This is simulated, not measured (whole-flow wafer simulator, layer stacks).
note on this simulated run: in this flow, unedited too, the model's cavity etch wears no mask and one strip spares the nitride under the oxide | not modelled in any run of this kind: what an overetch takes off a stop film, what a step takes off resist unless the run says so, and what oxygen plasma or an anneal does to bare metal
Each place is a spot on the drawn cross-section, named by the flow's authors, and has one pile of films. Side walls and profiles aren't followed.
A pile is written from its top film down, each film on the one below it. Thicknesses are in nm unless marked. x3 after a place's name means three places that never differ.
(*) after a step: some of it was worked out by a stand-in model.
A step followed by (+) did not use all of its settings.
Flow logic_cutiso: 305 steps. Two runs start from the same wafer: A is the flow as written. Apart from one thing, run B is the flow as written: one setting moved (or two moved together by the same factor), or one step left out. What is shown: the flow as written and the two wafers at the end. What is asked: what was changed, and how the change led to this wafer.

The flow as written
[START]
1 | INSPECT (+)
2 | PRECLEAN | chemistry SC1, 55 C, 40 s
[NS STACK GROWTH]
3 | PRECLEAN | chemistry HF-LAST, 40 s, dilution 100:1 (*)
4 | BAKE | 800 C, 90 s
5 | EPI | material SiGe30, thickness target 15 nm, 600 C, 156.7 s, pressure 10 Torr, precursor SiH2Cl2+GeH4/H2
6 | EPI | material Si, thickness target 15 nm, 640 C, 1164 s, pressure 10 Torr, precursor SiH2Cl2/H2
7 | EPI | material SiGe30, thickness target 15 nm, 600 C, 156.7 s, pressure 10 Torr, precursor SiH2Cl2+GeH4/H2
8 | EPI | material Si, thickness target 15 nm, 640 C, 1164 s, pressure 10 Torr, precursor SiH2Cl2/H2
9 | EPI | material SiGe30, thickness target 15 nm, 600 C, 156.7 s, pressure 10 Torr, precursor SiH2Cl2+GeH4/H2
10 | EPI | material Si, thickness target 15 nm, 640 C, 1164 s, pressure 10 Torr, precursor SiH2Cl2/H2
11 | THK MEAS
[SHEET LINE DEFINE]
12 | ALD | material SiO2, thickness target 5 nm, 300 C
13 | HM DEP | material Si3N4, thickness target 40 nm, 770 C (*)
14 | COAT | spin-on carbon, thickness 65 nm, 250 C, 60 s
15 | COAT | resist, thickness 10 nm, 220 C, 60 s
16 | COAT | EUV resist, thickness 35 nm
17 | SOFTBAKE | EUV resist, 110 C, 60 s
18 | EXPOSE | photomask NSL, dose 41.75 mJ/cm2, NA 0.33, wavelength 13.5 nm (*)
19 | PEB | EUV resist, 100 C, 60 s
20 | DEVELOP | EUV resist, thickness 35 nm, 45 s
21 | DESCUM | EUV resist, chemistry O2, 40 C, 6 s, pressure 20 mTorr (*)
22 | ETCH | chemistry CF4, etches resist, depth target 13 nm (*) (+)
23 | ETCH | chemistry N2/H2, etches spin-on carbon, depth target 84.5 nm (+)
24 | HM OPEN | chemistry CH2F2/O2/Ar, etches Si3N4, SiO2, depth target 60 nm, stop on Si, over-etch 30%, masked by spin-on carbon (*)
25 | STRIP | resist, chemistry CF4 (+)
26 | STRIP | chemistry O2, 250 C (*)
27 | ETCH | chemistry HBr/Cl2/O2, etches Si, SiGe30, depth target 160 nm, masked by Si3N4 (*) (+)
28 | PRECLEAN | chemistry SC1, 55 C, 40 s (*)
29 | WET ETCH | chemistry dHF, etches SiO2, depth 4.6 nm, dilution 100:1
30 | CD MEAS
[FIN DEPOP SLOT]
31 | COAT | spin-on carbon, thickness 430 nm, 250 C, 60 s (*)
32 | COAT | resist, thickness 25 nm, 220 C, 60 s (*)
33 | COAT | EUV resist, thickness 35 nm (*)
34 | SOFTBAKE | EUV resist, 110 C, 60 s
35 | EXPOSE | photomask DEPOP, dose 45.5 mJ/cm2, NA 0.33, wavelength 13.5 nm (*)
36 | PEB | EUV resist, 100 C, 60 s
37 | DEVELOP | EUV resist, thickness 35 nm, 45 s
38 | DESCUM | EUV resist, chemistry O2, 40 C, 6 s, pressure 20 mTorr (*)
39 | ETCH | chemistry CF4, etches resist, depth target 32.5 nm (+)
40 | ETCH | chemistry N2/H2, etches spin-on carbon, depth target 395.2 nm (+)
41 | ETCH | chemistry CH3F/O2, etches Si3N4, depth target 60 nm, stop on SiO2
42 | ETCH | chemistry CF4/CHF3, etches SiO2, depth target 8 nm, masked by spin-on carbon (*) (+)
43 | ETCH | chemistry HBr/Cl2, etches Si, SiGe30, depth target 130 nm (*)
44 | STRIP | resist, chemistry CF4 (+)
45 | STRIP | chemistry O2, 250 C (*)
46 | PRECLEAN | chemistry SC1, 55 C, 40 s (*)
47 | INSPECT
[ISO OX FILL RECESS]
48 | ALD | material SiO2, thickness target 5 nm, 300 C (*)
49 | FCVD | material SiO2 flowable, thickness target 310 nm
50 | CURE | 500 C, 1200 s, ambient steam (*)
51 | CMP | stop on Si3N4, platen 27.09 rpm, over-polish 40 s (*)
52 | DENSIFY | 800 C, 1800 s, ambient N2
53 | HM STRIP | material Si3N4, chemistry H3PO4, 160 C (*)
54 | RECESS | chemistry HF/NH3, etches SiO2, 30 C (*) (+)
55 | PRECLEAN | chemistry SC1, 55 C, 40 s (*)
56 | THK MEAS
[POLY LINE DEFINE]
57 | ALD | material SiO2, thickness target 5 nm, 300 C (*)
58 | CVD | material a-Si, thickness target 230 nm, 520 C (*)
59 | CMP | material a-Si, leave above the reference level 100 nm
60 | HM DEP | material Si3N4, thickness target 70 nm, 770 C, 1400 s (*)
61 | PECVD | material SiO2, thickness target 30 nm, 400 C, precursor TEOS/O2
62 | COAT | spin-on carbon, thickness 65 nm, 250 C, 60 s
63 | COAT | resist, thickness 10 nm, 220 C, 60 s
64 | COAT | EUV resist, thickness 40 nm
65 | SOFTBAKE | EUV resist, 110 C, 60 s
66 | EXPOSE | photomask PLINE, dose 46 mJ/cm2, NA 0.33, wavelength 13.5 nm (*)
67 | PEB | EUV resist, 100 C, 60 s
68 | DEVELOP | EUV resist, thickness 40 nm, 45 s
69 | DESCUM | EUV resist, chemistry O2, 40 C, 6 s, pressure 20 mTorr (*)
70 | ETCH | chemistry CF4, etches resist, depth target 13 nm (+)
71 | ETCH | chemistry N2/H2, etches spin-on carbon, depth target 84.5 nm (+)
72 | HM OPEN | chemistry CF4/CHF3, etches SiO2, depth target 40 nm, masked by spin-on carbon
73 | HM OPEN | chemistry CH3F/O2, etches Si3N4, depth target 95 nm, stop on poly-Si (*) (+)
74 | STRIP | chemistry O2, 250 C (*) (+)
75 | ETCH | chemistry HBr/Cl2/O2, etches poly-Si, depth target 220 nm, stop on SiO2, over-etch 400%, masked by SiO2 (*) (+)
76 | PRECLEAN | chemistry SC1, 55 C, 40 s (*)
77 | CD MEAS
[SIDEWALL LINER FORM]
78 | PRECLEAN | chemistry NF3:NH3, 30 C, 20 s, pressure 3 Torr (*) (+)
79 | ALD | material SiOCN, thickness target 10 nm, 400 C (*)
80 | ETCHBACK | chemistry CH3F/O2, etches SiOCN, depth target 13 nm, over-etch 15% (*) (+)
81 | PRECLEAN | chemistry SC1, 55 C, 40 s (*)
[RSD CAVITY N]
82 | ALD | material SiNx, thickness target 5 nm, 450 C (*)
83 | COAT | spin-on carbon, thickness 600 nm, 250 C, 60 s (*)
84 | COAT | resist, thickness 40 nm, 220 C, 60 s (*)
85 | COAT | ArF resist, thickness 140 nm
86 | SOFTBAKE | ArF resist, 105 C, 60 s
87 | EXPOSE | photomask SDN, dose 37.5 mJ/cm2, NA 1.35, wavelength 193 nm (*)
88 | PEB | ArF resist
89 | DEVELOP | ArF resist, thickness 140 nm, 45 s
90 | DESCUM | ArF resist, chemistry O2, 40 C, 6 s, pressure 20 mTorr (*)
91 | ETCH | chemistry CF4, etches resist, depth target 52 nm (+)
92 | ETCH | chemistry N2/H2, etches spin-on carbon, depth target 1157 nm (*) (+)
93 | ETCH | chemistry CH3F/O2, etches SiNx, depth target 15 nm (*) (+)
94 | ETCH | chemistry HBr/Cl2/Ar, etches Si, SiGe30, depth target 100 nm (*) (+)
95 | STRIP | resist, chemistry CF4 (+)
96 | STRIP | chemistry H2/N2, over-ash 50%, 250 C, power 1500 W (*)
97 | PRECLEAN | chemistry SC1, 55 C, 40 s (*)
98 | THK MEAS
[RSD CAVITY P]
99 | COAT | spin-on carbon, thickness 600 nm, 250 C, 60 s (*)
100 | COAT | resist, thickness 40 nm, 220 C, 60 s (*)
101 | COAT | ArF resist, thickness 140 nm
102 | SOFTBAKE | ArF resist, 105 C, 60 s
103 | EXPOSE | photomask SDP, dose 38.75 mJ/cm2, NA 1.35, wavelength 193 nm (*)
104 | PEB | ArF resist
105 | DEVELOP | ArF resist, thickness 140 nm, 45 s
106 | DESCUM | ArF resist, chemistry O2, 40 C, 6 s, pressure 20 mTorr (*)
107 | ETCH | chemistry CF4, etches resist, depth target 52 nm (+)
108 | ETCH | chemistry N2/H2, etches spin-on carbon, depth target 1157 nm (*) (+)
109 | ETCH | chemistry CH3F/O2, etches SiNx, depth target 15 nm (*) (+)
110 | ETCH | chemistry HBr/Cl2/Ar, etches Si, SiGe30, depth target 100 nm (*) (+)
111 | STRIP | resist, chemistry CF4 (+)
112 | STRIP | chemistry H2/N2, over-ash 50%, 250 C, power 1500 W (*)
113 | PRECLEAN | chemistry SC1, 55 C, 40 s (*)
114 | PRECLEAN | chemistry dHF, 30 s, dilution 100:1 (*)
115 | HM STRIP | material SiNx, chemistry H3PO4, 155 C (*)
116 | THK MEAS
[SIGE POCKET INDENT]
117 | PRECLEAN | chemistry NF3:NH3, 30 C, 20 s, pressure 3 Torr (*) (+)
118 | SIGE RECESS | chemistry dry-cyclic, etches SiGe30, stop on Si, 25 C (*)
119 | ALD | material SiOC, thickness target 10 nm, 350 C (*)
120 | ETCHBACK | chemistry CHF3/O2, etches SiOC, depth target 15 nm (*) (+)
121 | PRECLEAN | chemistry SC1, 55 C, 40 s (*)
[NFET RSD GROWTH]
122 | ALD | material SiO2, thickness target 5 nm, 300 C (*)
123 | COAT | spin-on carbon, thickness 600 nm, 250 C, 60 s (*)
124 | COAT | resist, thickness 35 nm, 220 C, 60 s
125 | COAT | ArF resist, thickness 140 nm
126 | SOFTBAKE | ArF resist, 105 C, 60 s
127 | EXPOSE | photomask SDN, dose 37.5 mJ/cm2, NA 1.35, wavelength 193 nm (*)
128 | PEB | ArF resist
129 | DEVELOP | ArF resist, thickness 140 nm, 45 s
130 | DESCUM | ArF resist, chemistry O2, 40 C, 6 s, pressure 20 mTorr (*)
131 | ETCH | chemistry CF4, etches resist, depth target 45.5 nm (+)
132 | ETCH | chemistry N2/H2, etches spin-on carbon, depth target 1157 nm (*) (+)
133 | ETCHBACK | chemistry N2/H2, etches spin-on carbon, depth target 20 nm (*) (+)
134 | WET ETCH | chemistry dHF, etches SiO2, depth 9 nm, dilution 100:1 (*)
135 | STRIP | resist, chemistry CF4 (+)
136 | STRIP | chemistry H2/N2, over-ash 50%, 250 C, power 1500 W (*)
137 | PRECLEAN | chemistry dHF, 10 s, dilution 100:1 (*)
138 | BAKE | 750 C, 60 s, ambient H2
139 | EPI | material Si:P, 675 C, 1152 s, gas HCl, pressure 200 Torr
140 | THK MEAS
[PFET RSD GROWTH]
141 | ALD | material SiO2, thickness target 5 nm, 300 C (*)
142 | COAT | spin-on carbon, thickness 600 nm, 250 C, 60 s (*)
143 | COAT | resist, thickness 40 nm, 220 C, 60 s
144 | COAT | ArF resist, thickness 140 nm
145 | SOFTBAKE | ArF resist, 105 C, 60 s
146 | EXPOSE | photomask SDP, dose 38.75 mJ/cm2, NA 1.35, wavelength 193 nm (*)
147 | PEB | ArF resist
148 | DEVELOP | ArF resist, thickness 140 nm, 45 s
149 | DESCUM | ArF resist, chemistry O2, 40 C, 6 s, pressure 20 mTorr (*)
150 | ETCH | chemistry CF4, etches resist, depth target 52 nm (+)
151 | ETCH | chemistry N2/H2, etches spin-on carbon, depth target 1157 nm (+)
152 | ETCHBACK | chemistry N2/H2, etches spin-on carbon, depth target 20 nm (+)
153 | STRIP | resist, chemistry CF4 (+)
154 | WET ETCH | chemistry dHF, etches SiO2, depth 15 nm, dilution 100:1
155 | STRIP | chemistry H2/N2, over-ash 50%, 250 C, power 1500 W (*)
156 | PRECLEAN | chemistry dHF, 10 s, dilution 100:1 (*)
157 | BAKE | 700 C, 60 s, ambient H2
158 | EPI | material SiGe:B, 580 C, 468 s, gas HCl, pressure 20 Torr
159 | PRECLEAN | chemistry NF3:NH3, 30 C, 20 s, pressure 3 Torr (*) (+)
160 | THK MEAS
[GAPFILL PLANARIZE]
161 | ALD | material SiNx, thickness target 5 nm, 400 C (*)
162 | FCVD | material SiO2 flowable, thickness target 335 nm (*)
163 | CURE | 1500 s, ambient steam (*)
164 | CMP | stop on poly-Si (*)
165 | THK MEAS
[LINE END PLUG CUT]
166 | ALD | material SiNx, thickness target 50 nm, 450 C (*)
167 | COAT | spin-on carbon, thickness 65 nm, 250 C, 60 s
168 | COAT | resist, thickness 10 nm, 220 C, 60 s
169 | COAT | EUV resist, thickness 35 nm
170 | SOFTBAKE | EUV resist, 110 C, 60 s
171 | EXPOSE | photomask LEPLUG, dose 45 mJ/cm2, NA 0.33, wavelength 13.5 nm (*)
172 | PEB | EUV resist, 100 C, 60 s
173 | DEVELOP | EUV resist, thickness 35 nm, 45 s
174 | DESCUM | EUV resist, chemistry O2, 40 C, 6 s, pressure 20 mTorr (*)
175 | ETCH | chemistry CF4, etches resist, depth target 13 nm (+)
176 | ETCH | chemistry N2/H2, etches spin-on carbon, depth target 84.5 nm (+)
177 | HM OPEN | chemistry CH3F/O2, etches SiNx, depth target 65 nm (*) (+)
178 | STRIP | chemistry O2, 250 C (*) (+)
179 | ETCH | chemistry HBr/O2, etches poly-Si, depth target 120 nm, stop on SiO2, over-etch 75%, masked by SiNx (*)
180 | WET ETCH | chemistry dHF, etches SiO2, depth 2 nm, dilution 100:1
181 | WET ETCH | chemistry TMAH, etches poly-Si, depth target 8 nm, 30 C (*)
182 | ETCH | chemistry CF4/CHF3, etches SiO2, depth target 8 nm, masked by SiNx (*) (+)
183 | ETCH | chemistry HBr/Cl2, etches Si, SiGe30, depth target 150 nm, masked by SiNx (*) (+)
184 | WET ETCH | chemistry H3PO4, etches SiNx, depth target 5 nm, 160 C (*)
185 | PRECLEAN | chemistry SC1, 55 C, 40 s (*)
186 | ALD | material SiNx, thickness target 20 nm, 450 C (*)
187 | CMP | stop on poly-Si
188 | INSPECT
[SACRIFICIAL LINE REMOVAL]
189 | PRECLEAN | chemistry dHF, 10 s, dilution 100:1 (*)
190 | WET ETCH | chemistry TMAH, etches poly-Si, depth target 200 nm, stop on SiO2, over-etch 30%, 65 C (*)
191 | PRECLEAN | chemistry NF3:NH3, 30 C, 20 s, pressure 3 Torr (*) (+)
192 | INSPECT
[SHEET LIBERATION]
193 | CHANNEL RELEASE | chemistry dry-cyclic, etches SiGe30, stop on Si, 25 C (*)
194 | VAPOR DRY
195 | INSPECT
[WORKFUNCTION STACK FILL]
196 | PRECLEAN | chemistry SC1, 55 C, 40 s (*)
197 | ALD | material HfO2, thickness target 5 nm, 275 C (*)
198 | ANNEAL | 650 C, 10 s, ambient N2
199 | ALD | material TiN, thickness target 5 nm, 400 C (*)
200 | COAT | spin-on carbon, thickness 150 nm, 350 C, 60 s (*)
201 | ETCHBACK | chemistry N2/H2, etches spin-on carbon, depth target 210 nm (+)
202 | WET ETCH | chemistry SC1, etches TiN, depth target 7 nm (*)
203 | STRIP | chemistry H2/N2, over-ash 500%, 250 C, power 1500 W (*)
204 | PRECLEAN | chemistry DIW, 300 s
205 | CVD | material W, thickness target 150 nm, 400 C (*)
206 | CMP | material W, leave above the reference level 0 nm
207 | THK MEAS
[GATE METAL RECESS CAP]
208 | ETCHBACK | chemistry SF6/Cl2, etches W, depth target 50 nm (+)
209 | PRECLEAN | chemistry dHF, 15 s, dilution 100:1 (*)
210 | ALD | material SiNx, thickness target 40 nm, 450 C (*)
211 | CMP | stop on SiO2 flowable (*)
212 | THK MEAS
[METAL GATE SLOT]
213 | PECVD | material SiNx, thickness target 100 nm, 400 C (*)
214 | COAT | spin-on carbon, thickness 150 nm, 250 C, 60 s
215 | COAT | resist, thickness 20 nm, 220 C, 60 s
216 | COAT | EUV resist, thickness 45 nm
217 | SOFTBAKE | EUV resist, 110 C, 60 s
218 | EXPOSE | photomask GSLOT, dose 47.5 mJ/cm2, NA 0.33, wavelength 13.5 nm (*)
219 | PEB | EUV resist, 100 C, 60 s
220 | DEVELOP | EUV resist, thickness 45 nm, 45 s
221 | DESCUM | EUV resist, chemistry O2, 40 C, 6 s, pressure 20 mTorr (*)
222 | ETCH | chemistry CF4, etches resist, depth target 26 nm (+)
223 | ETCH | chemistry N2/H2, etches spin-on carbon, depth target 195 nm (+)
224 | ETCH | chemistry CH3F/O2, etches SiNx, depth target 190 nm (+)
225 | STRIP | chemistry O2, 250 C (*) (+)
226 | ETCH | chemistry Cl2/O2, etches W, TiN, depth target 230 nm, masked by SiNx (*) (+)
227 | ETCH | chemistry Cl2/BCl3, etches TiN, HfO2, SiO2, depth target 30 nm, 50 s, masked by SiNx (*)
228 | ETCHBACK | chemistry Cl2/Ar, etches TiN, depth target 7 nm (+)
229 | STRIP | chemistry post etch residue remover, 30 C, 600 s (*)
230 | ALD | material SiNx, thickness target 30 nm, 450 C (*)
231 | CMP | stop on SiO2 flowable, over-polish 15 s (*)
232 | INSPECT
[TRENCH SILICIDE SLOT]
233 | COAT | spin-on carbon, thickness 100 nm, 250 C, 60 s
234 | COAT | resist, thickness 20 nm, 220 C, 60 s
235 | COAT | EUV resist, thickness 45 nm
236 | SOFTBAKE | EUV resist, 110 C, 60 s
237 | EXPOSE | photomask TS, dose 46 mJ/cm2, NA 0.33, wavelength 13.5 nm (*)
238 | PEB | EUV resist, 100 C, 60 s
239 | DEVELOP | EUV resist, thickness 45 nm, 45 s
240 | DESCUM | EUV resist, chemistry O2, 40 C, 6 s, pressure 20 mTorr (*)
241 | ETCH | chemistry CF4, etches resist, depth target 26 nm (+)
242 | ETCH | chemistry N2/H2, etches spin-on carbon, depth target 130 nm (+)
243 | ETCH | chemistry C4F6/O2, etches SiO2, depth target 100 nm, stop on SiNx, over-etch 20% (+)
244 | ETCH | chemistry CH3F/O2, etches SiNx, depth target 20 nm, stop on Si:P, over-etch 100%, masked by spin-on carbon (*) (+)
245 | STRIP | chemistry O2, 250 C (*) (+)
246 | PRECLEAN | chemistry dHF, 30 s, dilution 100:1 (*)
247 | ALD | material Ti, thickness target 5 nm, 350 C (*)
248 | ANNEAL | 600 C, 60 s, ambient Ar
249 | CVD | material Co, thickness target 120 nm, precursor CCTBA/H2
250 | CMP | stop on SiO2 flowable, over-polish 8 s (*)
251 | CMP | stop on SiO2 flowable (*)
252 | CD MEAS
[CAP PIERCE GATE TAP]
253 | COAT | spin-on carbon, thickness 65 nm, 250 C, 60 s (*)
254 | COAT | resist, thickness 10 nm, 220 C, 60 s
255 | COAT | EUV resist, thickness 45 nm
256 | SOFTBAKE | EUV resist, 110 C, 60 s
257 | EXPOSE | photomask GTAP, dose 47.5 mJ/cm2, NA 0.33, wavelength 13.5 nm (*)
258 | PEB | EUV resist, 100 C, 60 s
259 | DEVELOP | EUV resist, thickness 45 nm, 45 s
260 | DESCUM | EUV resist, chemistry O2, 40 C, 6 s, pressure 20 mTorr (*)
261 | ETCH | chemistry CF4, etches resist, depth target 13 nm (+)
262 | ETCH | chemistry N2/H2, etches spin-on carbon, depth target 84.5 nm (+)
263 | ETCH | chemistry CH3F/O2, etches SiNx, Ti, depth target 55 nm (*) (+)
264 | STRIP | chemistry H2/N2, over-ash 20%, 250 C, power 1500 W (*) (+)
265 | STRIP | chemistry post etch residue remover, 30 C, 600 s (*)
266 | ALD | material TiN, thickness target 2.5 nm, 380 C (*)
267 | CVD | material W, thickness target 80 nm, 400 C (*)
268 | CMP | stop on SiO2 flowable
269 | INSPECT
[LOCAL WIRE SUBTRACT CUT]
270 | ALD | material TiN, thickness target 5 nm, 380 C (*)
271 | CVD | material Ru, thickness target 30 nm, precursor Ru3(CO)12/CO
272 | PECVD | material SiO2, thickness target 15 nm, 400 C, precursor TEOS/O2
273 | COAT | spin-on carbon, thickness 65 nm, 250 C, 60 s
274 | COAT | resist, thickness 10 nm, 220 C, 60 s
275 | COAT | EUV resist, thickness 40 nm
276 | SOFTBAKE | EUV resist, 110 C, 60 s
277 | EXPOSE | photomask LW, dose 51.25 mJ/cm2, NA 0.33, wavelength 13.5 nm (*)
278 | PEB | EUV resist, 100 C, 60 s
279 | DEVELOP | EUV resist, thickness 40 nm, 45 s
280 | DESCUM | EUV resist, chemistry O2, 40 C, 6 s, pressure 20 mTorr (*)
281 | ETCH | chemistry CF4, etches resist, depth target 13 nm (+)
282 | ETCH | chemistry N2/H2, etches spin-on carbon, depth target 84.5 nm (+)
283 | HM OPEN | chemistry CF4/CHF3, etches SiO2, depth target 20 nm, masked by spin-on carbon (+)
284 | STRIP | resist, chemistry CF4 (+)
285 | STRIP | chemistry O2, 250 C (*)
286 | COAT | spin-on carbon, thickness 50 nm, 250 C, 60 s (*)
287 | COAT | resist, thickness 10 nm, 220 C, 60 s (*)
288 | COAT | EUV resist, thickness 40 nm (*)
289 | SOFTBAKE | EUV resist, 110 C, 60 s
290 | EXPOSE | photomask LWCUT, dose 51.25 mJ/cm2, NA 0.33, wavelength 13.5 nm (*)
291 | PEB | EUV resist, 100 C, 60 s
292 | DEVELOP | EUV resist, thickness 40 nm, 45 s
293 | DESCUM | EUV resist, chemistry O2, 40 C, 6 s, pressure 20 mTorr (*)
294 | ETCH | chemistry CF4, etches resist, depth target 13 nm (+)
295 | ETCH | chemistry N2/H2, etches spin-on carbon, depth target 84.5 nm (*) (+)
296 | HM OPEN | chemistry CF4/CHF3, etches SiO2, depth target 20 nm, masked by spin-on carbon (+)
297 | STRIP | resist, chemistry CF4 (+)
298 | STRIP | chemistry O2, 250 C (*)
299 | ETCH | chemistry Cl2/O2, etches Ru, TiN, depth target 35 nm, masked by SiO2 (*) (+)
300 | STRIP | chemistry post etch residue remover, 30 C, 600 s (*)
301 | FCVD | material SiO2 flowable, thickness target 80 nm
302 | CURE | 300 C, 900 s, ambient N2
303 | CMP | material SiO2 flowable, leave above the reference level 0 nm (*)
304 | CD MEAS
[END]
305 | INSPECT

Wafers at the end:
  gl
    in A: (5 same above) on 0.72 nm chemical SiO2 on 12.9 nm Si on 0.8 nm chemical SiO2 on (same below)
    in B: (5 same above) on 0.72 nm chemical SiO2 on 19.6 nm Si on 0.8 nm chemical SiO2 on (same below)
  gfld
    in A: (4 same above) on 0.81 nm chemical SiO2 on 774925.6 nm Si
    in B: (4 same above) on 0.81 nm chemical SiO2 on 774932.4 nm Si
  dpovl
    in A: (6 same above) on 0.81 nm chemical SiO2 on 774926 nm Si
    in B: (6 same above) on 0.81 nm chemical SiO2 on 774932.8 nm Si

The reason: step 10, EPI: 1688 s was run, while the flow as written has 1164 s.

The path from the change to this, step by step:
  10 | EPI | material Si, thickness target 15 nm, 640 C, 1164 s, pressure 10 Torr, precursor SiH2Cl2/H2
      depop, dpovl, gfld and 19 more: A +15 Si (new film) | B +21.8 Si (new film)
  27 | ETCH | chemistry HBr/Cl2/O2, etches Si, SiGe30, depth target 160 nm, masked by Si3N4 (*) (+)
      gfld, gxf, iso, lnri: A -0.79 chemical SiO2 (all of it), -11.4 Si (all of it), -15 SiGe30 (all of it), -15 Si (all of it), -15 SiGe30 (all of it), -15 Si (all of it), -15 SiGe30 (all of it), -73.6 Si | B -0.79 chemical SiO2 (all of it), -18.1 Si (all of it), -15 SiGe30 (all of it), -15 Si (all of it), -15 SiGe30 (all of it), -15 Si (all of it), -15 SiGe30 (all of it), -66.9 Si
      dpovl, nsgap: A -0.79 chemical SiO2 (all of it), -11.8 Si (all of it), -15 SiGe30 (all of it), -15 Si (all of it), -15 SiGe30 (all of it), -15 Si (all of it), -15 SiGe30 (all of it), -73.2 Si | B -0.79 chemical SiO2 (all of it), -18.5 Si (all of it), -15 SiGe30 (all of it), -15 Si (all of it), -15 SiGe30 (all of it), -15 Si (all of it), -15 SiGe30 (all of it), -66.5 Si
      (and at 1 other place as well)
  43 | ETCH | chemistry HBr/Cl2, etches Si, SiGe30, depth target 130 nm (*)
      depop: A -14 Si (all of it), -15 SiGe30 (all of it), -15 Si (all of it), -15 SiGe30 (all of it), -15 Si (all of it), -15 SiGe30 (all of it), -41 Si | B -20.8 Si (all of it), -15 SiGe30 (all of it), -15 Si (all of it), -15 SiGe30 (all of it), -15 Si (all of it), -15 SiGe30 (all of it), -34.2 Si
  94 | ETCH | chemistry HBr/Cl2/Ar, etches Si, SiGe30, depth target 100 nm (*) (+)
      rsdn, rsdx: A -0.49 chemical SiO2 (all of it), -12.8 Si (all of it), -15 SiGe30 (all of it), -15 Si (all of it), -15 SiGe30 (all of it), -15 Si (all of it), -15 SiGe30 (all of it), -12.2 Si | B -0.49 chemical SiO2 (all of it), -19.6 Si (all of it), -15 SiGe30 (all of it), -15 Si (all of it), -15 SiGe30 (all of it), -15 Si (all of it), -15 SiGe30 (all of it), -5.41 Si
  110 | ETCH | chemistry HBr/Cl2/Ar, etches Si, SiGe30, depth target 100 nm (*) (+)
      rsdp, rsdw: A -0.49 chemical SiO2 (all of it), -12.8 Si (all of it), -15 SiGe30 (all of it), -15 Si (all of it), -15 SiGe30 (all of it), -15 Si (all of it), -15 SiGe30 (all of it), -12.2 Si | B -0.49 chemical SiO2 (all of it), -19.6 Si (all of it), -15 SiGe30 (all of it), -15 Si (all of it), -15 SiGe30 (all of it), -15 Si (all of it), -15 SiGe30 (all of it), -5.41 Si
  183 | ETCH | chemistry HBr/Cl2, etches Si, SiGe30, depth target 150 nm, masked by SiNx (*) (+)
      plug: A -13.6 Si (all of it), -15 SiGe30 (all of it), -15 Si (all of it), -15 SiGe30 (all of it), -15 Si (all of it), -15 SiGe30 (all of it), -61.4 Si | B -20.3 Si (all of it), -15 SiGe30 (all of it), -15 Si (all of it), -15 SiGe30 (all of it), -15 Si (all of it), -15 SiGe30 (all of it), -54.7 Si
